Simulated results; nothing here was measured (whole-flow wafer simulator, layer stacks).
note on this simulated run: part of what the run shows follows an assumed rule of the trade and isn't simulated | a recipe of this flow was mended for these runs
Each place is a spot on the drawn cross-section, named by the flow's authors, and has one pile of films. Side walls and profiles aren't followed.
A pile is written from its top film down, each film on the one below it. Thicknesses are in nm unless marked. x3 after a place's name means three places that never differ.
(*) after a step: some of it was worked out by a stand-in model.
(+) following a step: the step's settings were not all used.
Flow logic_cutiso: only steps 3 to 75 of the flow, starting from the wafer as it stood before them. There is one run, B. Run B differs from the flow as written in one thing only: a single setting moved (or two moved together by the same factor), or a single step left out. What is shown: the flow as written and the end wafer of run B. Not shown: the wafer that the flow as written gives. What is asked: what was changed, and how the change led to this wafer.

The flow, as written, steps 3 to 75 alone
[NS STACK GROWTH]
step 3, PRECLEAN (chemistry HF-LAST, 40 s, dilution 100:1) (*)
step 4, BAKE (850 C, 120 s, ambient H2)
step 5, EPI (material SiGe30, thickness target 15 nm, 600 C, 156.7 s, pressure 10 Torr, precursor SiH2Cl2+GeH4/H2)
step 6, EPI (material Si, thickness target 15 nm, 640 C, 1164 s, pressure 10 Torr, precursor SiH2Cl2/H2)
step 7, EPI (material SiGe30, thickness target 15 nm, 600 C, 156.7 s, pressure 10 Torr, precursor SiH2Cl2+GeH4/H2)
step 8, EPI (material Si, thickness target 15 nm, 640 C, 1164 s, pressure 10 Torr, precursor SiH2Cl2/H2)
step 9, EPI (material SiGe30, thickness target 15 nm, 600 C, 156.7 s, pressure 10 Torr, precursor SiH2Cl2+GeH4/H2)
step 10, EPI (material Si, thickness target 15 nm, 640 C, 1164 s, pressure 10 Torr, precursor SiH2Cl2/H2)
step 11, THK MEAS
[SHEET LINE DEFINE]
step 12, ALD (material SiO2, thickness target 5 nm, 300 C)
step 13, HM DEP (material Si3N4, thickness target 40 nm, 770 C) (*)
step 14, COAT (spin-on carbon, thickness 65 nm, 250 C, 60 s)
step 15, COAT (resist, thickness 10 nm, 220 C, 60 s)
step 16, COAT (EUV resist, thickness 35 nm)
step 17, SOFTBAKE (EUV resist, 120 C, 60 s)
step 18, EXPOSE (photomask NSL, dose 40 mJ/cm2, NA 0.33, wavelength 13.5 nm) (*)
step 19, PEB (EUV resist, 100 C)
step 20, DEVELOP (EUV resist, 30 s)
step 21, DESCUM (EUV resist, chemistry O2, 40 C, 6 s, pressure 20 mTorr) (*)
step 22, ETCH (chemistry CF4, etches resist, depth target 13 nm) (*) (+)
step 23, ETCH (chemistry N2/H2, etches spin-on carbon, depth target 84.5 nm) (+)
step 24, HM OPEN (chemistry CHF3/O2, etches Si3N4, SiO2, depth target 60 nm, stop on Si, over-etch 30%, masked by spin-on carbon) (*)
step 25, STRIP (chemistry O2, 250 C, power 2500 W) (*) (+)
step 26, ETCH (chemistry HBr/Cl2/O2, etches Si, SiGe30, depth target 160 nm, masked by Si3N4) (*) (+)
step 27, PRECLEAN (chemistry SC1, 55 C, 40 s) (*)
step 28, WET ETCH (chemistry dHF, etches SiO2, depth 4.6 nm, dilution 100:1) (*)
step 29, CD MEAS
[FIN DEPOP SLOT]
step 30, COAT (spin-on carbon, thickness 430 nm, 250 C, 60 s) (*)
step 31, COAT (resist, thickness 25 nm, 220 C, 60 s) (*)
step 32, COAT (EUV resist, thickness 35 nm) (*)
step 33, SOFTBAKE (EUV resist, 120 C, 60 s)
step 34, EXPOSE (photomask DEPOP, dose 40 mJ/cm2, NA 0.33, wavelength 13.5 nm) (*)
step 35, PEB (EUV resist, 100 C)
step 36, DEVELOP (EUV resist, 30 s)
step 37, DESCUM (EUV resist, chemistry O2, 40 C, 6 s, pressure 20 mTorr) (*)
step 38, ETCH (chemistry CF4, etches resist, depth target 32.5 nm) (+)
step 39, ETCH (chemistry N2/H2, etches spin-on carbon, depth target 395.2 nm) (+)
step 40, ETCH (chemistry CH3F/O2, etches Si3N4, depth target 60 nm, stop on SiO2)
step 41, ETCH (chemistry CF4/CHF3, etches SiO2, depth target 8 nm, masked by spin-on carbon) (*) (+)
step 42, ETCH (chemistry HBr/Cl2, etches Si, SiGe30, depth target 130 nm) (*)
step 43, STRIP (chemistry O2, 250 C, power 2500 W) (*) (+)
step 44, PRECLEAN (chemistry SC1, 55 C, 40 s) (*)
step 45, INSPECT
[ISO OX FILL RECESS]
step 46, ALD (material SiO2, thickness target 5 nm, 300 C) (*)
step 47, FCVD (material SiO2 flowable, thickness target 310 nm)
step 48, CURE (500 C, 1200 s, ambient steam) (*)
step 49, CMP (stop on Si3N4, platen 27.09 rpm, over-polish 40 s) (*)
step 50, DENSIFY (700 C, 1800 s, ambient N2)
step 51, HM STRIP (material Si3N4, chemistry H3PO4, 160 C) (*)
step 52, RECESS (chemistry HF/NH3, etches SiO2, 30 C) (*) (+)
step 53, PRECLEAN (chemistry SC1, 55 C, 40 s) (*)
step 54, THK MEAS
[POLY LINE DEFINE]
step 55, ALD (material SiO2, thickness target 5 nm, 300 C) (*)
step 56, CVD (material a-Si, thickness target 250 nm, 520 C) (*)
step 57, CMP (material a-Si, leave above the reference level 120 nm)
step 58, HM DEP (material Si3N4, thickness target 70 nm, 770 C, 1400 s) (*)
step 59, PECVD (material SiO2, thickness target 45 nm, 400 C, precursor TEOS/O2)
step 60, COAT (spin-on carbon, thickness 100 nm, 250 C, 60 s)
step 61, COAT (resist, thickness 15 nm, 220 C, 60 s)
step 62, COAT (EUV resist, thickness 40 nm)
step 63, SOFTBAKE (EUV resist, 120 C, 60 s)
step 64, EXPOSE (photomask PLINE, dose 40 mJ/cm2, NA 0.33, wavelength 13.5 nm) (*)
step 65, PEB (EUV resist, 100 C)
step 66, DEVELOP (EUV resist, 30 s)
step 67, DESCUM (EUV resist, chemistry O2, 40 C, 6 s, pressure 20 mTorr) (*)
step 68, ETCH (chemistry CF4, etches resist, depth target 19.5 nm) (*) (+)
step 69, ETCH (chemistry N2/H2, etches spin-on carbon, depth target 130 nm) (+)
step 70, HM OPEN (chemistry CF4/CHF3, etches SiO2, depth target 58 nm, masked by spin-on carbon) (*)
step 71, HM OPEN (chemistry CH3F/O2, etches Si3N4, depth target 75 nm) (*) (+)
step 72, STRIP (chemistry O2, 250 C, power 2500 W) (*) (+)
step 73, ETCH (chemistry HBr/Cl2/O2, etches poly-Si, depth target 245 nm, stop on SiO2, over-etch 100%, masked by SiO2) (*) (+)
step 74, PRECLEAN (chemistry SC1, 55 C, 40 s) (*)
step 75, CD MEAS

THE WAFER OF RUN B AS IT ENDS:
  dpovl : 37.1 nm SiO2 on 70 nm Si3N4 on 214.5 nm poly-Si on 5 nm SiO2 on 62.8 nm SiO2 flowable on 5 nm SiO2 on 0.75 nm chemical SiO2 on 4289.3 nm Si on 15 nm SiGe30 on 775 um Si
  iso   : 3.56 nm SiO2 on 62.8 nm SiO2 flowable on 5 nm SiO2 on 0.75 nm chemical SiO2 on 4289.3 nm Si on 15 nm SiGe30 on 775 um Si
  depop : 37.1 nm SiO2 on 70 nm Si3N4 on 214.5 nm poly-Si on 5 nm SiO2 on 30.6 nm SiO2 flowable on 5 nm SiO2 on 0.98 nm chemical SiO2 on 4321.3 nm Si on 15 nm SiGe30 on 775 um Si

The reason: step 6, EPI: 928 C was run, though the flow has 640 C.

How this came from the change, step by step:
  step 6, EPI (material Si, thickness target 15 nm, 640 C, 1164 s, pressure 10 Torr, precursor SiH2Cl2/H2)
      depop, dpovl, gfld and 19 more: +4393 Si (new film) (as written it would have been: +15 Si (new film))
  step 26, ETCH (chemistry HBr/Cl2/O2, etches Si, SiGe30, depth target 160 nm, masked by Si3N4) (*) (+)
      dpovl, gfld, gxf, iso, isow, lnri, nsgap: -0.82 chemical SiO2 (all of it), -12 Si (all of it), -15 SiGe30 (all of it), -15 Si (all of it), -15 SiGe30 (all of it), -103 Si (as written it would have been: -0.82 chemical SiO2 (all of it), -12 Si (all of it), -15 SiGe30 (all of it), -15 Si (all of it), -15 SiGe30 (all of it), -15 Si (all of it), -15 SiGe30 (all of it), -73 Si)
  step 42, ETCH (chemistry HBr/Cl2, etches Si, SiGe30, depth target 130 nm) (*)
      depop: -13.8 Si (all of it), -15 SiGe30 (all of it), -15 Si (all of it), -15 SiGe30 (all of it), -71.2 Si (as written it would have been: -13.8 Si (all of it), -15 SiGe30 (all of it), -15 Si (all of it), -15 SiGe30 (all of it), -15 Si (all of it), -15 SiGe30 (all of it), -41.2 Si)
